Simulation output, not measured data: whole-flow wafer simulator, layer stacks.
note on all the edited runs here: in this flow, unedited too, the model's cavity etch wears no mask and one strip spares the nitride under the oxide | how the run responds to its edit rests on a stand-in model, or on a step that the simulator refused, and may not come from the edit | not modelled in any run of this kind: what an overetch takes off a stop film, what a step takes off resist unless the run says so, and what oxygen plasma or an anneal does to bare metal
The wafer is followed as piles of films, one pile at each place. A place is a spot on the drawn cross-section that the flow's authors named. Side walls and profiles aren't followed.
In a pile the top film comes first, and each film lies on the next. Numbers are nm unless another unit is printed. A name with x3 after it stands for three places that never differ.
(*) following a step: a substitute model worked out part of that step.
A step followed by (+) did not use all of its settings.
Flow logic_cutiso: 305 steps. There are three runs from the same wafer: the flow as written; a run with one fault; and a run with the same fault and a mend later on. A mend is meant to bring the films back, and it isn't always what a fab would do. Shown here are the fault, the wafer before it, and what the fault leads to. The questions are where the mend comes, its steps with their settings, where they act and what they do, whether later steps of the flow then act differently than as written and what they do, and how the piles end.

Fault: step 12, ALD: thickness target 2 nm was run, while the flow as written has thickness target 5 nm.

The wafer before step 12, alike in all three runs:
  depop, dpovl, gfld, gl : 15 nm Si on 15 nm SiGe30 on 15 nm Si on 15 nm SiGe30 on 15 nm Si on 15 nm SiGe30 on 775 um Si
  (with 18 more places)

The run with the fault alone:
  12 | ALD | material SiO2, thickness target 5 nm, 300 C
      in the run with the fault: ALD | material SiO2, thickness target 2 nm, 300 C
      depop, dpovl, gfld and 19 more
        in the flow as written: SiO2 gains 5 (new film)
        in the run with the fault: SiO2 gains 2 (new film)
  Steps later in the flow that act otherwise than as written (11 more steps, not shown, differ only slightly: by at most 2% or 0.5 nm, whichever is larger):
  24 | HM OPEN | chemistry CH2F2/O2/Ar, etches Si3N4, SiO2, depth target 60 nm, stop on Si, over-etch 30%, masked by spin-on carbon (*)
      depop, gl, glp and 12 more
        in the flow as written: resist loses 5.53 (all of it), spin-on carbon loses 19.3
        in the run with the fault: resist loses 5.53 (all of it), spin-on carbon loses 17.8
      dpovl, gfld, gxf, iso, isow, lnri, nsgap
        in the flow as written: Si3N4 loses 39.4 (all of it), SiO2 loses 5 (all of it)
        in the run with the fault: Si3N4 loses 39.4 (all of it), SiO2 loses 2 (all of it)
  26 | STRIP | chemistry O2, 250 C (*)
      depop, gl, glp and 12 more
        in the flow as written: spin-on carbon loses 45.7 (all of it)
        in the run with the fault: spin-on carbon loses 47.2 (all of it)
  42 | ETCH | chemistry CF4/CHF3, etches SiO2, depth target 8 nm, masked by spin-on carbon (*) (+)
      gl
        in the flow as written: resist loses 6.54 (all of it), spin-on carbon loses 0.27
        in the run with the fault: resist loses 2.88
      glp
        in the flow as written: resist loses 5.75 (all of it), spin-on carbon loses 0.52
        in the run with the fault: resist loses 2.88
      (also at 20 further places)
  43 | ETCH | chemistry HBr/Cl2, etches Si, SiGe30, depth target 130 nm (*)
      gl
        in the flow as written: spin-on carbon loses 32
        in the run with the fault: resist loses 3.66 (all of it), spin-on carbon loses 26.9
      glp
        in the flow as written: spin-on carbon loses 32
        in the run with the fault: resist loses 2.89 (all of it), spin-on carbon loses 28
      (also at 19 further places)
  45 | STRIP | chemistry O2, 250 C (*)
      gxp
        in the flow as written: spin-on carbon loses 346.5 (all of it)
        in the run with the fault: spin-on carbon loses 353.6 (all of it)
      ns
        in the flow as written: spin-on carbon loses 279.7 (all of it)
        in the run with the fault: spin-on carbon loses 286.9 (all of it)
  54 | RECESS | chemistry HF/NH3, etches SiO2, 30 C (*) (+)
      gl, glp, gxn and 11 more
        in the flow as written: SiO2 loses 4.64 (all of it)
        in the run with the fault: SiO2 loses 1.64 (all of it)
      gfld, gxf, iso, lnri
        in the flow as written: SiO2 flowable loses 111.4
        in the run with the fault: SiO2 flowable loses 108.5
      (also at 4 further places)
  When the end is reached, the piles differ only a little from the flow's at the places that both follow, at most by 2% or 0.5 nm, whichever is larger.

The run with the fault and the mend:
  The mend stands after step 12.
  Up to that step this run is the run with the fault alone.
  12a | ALD | material SiO2, thickness target 3 nm, 300 C (*) (a further turn of the flow's step 12, with different settings)
      depop, dpovl, gfld and 19 more
        SiO2 gains 3
  Every later step of the flow that is run acts as written at every place that is followed.
  By the end, the piles equal the flow's at every place that both follow.
